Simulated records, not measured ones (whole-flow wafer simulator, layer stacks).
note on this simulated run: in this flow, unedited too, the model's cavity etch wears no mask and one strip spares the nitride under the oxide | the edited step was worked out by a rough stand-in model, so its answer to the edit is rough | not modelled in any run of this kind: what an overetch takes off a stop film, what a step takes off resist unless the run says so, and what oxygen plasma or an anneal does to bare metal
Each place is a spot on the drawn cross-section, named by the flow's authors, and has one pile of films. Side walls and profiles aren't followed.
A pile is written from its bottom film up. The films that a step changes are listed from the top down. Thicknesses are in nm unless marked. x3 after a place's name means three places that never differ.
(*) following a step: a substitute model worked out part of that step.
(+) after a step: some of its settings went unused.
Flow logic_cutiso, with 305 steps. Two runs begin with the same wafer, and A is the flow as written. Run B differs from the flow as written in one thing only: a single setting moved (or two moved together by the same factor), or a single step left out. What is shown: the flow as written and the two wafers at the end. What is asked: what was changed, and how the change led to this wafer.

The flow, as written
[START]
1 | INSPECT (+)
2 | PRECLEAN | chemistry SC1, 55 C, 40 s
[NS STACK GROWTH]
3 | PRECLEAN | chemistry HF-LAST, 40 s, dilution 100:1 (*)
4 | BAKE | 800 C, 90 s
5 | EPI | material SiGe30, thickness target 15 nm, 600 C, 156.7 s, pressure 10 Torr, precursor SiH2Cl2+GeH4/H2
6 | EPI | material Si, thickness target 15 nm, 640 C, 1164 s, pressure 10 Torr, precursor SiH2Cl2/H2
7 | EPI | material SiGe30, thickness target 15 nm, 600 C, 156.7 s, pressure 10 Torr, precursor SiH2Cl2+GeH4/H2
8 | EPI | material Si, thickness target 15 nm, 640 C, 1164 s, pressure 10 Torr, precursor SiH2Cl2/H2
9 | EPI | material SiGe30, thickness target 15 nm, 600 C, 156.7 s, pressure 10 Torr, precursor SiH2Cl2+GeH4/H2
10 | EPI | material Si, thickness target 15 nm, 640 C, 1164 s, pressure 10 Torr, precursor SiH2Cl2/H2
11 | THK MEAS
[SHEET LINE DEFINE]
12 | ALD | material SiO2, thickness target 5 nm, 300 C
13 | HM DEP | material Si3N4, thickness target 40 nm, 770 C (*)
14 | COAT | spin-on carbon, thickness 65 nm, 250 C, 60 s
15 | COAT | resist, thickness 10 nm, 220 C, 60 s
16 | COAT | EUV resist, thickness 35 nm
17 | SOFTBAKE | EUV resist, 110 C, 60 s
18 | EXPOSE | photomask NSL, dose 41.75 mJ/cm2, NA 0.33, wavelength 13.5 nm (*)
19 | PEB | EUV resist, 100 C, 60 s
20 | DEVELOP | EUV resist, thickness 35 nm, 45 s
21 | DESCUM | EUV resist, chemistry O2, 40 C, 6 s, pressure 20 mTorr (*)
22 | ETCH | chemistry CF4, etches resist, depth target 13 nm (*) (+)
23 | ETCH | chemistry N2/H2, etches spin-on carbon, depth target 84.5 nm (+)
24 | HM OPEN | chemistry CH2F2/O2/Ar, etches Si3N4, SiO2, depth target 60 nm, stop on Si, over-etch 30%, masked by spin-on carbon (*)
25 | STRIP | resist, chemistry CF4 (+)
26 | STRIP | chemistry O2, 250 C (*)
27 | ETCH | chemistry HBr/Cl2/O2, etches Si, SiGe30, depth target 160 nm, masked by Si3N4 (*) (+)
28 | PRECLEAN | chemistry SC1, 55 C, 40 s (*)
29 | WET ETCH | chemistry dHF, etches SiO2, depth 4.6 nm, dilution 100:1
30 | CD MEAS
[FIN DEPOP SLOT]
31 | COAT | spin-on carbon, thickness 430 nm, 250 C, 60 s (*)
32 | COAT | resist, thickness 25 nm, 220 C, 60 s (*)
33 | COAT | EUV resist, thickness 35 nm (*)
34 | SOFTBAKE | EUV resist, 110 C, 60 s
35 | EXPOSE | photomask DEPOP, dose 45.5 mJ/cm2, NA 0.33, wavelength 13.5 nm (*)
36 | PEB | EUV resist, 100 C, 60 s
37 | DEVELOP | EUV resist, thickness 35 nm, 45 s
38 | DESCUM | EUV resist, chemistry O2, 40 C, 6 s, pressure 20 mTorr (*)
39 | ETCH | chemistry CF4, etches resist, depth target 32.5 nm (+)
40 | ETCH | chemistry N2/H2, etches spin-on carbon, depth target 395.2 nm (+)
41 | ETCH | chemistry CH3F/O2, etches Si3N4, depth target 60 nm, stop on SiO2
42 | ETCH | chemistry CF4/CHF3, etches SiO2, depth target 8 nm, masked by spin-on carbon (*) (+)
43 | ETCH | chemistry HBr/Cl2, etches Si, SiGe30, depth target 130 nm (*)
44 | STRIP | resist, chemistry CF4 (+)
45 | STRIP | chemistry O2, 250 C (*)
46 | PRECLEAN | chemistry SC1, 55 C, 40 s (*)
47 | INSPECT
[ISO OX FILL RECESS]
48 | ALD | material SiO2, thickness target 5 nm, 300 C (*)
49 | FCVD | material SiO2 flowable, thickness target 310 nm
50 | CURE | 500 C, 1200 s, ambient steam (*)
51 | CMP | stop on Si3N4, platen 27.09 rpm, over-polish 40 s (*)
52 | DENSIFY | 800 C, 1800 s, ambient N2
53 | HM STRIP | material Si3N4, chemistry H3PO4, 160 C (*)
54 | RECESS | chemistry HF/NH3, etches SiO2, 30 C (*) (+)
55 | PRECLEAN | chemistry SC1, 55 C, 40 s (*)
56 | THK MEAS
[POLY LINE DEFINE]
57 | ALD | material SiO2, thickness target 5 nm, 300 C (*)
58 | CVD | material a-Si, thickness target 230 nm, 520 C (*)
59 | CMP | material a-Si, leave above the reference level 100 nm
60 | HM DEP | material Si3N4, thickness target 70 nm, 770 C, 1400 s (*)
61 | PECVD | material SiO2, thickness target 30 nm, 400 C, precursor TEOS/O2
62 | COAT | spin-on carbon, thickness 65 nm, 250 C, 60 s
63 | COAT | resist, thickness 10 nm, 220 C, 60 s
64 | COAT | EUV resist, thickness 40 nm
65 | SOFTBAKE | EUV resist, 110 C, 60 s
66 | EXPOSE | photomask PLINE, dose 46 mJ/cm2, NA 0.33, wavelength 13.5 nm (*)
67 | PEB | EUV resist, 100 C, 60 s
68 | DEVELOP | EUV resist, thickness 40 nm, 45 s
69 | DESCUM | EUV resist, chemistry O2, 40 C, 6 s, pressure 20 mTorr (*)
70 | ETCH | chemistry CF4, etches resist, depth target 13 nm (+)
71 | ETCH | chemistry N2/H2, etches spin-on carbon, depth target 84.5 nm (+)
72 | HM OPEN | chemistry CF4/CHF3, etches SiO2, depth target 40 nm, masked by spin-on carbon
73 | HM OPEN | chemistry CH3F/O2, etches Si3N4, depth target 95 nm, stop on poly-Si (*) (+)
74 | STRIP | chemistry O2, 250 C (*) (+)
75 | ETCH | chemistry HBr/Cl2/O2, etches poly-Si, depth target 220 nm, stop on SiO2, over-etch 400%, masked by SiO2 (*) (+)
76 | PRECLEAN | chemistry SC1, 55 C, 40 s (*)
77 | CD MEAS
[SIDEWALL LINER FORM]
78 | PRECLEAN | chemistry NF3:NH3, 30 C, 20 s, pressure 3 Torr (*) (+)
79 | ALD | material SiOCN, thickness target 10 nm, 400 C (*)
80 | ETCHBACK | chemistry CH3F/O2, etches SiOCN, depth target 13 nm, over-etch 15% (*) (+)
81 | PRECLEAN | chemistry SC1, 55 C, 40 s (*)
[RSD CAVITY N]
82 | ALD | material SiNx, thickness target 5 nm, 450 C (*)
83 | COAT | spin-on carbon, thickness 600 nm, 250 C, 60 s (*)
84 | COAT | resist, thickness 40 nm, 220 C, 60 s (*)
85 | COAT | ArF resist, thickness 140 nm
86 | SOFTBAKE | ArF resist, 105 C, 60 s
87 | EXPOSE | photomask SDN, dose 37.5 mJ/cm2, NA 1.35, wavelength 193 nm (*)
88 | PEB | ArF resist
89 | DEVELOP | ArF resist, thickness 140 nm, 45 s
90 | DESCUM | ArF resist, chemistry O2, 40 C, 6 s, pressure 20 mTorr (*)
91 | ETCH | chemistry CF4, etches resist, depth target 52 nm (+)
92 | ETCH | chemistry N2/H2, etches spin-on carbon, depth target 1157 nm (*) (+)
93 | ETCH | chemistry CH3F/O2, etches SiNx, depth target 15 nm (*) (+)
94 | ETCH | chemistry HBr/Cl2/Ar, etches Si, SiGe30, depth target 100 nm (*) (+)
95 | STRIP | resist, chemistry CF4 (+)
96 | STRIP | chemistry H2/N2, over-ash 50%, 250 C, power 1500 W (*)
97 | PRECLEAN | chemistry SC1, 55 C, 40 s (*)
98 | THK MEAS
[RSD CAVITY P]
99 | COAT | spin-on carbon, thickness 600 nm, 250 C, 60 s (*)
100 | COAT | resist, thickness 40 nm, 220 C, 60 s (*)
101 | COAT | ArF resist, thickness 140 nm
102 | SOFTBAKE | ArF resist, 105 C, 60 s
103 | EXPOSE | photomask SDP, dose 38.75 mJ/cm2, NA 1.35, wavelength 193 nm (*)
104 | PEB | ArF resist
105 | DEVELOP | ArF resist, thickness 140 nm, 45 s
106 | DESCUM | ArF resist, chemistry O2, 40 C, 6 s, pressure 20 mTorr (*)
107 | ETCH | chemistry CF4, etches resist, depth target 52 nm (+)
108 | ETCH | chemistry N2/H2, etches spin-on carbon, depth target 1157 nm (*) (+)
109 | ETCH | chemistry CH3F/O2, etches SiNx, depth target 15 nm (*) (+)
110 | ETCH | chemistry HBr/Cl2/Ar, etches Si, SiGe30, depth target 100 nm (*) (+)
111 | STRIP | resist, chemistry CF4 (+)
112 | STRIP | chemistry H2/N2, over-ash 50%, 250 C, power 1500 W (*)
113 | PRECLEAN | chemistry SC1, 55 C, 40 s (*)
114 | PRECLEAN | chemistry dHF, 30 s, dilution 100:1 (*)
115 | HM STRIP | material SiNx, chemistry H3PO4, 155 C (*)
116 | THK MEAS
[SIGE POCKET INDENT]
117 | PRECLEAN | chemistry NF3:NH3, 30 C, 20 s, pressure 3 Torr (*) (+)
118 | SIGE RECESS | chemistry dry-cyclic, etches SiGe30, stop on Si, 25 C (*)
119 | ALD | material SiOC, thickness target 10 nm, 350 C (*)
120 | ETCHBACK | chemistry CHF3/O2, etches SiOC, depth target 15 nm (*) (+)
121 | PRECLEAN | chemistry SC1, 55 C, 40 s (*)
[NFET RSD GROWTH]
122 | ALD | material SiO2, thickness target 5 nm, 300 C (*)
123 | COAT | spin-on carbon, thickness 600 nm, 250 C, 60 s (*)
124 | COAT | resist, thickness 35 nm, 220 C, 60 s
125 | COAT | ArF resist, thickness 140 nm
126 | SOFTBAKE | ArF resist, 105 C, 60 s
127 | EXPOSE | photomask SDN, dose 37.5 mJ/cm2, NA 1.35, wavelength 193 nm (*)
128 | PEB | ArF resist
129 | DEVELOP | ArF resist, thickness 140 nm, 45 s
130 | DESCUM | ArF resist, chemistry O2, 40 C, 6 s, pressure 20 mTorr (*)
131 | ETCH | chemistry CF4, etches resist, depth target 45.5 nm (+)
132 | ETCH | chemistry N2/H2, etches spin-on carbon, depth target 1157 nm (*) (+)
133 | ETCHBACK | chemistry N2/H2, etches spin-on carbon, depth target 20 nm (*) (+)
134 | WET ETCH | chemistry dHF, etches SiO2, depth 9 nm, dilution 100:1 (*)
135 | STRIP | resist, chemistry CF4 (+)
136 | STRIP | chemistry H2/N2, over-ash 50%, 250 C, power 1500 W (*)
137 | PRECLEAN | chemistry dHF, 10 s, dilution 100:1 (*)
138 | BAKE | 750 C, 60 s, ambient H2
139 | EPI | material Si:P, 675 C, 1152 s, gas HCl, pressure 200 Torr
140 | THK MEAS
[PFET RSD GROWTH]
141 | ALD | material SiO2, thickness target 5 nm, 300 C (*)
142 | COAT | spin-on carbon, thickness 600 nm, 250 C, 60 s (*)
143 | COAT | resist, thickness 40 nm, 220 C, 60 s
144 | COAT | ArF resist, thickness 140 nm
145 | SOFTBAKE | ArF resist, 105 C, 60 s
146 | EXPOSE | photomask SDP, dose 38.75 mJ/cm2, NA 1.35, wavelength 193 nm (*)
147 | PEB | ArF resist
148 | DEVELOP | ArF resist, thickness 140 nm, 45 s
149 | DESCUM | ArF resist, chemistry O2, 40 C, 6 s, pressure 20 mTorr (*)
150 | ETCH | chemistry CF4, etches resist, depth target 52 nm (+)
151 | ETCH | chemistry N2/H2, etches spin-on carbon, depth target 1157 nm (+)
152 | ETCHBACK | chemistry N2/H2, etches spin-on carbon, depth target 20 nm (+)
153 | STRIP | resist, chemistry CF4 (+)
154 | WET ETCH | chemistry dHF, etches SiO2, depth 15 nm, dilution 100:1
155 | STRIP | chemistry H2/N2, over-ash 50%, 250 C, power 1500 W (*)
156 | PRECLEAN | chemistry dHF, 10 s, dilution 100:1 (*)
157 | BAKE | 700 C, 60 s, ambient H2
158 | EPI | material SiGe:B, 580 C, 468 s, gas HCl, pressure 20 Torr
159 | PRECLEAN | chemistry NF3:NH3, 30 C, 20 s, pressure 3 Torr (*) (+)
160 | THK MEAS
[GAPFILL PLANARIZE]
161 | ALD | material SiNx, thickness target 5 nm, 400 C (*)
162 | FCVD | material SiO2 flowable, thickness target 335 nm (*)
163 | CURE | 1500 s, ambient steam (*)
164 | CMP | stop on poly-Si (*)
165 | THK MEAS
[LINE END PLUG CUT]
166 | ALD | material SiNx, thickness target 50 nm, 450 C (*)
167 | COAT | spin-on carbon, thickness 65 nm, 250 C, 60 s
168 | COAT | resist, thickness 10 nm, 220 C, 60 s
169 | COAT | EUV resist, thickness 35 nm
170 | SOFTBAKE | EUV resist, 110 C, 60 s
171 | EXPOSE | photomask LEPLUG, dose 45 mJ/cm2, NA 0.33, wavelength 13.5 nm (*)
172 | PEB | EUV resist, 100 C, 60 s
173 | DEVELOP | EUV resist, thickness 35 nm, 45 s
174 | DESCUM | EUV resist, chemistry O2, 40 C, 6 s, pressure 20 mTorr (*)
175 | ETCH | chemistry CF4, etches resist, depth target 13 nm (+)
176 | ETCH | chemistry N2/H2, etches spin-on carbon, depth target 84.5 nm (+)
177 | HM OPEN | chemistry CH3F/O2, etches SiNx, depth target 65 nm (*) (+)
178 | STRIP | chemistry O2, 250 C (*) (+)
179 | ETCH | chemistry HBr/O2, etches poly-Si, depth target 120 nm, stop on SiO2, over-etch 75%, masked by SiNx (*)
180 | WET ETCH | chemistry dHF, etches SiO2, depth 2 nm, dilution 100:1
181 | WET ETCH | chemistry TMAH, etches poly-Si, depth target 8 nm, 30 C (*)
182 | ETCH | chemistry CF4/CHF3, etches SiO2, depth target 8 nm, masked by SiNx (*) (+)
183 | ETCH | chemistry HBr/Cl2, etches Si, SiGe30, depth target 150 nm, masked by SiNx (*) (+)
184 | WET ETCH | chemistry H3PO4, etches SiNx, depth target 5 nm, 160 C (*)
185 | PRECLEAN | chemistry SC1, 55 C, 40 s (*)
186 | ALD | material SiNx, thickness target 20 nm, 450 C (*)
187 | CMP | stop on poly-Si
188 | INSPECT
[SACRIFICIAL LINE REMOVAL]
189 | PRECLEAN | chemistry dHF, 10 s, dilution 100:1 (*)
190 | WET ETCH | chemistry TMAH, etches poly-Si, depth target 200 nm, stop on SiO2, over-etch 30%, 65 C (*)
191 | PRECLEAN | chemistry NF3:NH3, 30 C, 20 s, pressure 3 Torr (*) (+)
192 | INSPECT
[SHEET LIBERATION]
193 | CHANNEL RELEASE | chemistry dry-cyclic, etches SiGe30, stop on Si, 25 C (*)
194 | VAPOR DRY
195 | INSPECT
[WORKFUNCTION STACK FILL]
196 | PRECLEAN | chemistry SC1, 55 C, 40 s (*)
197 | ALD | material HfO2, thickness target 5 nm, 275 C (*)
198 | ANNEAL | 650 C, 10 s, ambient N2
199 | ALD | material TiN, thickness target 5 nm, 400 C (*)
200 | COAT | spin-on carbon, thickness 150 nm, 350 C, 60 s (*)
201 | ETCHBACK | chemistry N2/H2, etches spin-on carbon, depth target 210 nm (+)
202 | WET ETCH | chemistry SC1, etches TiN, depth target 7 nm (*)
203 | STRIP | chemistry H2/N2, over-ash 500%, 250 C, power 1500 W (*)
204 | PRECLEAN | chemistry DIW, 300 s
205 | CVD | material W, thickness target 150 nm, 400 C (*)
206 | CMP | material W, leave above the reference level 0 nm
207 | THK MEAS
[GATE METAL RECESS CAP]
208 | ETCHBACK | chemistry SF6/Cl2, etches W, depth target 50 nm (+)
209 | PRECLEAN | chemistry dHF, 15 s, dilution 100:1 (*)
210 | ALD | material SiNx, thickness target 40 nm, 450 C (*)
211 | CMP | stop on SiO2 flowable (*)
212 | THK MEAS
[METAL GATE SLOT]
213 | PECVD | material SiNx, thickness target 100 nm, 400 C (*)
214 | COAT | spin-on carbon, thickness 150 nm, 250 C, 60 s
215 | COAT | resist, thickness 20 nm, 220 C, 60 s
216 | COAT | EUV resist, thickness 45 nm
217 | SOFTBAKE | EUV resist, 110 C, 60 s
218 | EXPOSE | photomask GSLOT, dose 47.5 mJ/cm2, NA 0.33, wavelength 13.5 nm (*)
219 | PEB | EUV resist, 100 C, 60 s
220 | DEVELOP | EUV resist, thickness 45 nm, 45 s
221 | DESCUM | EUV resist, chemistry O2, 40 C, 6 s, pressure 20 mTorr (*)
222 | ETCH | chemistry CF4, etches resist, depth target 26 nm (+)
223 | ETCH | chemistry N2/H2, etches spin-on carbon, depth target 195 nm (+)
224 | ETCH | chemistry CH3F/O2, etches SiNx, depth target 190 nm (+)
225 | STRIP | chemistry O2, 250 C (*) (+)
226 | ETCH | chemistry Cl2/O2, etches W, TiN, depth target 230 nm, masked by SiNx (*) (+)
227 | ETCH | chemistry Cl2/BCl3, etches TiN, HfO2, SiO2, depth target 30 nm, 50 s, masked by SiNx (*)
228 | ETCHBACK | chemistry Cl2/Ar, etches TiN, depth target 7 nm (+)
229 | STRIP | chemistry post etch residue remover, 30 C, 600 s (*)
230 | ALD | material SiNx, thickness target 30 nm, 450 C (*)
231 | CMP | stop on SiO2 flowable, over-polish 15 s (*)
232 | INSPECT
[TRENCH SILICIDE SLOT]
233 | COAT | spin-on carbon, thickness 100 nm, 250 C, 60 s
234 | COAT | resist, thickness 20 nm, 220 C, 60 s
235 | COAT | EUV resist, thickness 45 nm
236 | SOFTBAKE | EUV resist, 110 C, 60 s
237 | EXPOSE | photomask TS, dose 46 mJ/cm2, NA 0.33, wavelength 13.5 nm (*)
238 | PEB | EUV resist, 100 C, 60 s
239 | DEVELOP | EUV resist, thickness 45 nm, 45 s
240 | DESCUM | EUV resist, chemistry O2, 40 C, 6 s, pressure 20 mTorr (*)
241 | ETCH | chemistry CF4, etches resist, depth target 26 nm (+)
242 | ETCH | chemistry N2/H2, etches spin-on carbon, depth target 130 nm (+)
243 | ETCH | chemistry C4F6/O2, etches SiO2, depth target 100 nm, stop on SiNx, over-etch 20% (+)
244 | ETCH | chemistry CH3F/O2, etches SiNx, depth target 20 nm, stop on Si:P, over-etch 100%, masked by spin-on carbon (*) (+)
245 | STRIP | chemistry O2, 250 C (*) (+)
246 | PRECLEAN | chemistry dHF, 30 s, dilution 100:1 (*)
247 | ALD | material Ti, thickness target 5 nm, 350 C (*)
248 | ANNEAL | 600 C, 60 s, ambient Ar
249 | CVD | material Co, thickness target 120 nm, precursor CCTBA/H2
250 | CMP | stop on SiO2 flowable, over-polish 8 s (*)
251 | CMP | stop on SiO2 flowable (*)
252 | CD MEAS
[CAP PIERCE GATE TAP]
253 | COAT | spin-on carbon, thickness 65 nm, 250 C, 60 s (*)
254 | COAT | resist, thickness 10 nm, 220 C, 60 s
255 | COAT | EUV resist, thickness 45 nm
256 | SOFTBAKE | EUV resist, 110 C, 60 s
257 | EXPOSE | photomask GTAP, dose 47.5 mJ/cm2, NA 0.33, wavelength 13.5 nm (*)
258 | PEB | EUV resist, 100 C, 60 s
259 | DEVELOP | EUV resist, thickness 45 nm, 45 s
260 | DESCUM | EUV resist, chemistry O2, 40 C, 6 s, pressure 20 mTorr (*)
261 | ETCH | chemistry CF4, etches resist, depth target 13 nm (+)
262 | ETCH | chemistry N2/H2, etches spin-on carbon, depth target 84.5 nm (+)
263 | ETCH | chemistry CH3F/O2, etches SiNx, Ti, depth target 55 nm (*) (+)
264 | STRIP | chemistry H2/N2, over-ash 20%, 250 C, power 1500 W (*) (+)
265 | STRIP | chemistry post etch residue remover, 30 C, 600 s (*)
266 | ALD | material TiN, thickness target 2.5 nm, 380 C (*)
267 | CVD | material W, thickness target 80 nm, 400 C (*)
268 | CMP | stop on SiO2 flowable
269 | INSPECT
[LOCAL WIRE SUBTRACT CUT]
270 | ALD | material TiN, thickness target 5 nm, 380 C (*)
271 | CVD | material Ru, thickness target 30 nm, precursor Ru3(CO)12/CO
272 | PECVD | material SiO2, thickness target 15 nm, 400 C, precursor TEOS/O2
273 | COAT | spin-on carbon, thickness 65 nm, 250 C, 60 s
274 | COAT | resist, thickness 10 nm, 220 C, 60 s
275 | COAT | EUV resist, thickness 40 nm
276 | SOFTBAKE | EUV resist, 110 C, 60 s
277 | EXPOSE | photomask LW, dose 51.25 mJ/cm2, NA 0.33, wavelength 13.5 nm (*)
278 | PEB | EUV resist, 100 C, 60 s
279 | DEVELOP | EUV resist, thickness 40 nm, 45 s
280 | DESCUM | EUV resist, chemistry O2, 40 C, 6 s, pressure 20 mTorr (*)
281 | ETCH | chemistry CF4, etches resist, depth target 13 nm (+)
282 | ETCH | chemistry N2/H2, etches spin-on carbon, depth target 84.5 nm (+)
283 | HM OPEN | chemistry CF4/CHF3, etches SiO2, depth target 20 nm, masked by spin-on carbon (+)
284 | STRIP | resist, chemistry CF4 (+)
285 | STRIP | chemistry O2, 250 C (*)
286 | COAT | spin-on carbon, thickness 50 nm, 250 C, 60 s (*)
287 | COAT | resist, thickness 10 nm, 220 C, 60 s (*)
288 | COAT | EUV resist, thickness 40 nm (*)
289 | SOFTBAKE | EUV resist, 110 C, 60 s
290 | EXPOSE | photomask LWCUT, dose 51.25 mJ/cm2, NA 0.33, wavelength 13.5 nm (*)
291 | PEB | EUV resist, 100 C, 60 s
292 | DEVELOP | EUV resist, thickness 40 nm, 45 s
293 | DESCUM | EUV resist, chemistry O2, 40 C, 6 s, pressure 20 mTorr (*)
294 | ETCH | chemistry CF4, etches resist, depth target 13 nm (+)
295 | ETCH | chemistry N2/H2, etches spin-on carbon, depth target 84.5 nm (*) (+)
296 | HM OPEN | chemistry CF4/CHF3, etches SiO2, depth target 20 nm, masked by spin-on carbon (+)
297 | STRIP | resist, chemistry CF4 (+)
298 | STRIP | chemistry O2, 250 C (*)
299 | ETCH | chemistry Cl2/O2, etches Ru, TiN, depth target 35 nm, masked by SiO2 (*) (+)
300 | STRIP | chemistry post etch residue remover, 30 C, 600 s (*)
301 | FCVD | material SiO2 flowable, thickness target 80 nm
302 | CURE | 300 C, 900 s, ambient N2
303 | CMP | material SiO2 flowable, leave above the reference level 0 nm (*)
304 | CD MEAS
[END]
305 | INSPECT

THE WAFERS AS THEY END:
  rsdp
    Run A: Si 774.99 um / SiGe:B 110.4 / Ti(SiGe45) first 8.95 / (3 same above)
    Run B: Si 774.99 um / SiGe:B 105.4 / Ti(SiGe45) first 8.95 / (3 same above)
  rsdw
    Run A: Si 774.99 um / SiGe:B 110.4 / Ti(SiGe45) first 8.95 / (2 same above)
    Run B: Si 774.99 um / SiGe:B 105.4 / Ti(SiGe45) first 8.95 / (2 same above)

Cause: step 110, ETCH: depth target 95 nm was run, though the flow has depth target 100 nm.

How this came from the change, step by step:
  110 | ETCH | chemistry HBr/Cl2/Ar, etches Si, SiGe30, depth target 100 nm (*) (+)
      rsdp, rsdw: A -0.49 chemical SiO2 (all of it), -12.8 Si (all of it), -15 SiGe30 (all of it), -15 Si (all of it), -15 SiGe30 (all of it), -15 Si (all of it), -15 SiGe30 (all of it), -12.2 Si | B -0.49 chemical SiO2 (all of it), -12.8 Si (all of it), -15 SiGe30 (all of it), -15 Si (all of it), -15 SiGe30 (all of it), -15 Si (all of it), -15 SiGe30 (all of it), -7.16 Si
  158 | EPI | material SiGe:B, 580 C, 468 s, gas HCl, pressure 20 Torr
      rsdp, rsdw: A +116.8 SiGe:B (new film) | B +111.8 SiGe:B (new film)
